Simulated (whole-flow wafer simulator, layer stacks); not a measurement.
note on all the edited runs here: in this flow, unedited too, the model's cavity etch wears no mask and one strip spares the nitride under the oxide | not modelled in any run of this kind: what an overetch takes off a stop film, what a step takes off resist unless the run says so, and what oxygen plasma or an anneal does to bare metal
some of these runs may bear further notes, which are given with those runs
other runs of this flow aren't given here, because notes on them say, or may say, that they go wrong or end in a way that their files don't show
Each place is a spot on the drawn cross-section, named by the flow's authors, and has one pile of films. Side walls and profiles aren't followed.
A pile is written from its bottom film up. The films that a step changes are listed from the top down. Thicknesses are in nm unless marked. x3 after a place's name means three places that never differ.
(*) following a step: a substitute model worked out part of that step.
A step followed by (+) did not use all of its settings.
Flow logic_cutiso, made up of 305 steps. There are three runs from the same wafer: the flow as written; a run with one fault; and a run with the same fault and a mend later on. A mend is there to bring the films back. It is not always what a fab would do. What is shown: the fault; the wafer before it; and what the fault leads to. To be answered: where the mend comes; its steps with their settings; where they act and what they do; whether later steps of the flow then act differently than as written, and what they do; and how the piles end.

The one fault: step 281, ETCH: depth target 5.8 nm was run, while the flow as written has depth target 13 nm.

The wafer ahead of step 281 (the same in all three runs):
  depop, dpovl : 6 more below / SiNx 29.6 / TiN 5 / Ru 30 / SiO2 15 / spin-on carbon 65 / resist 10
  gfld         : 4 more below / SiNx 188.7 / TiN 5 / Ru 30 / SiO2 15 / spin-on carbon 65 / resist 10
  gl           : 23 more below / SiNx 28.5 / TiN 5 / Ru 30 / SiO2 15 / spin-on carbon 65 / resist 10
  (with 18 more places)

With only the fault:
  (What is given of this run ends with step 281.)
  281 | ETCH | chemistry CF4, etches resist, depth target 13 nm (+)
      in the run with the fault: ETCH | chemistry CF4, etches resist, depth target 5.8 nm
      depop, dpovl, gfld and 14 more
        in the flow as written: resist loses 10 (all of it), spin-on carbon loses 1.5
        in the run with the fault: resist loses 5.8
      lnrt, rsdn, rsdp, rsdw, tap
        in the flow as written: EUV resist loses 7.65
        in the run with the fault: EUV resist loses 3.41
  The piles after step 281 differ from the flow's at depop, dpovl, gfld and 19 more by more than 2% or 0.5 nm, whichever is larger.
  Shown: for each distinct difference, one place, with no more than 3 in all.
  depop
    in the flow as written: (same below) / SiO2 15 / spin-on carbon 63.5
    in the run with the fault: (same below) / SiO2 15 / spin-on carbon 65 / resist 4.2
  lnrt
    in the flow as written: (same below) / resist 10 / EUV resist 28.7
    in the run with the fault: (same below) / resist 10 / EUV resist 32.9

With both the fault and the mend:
  The mend follows step 281.
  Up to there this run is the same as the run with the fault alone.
  281a | ETCH | chemistry CF4, etches resist, depth target 7.2 nm (*) (+) (a further turn of the flow's step 281, with different settings)
      depop, dpovl, gfld and 14 more
        resist loses 4.2 (all of it), spin-on carbon loses 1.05
      lnrt, rsdn, rsdp, rsdw, tap
        EUV resist loses 3.71
  Later steps of the flow that are run all act as written at every place that is followed, up to a difference of at most 2% or 0.5 nm, whichever is larger.
  By the end, the piles equal the flow's at every place that both follow.
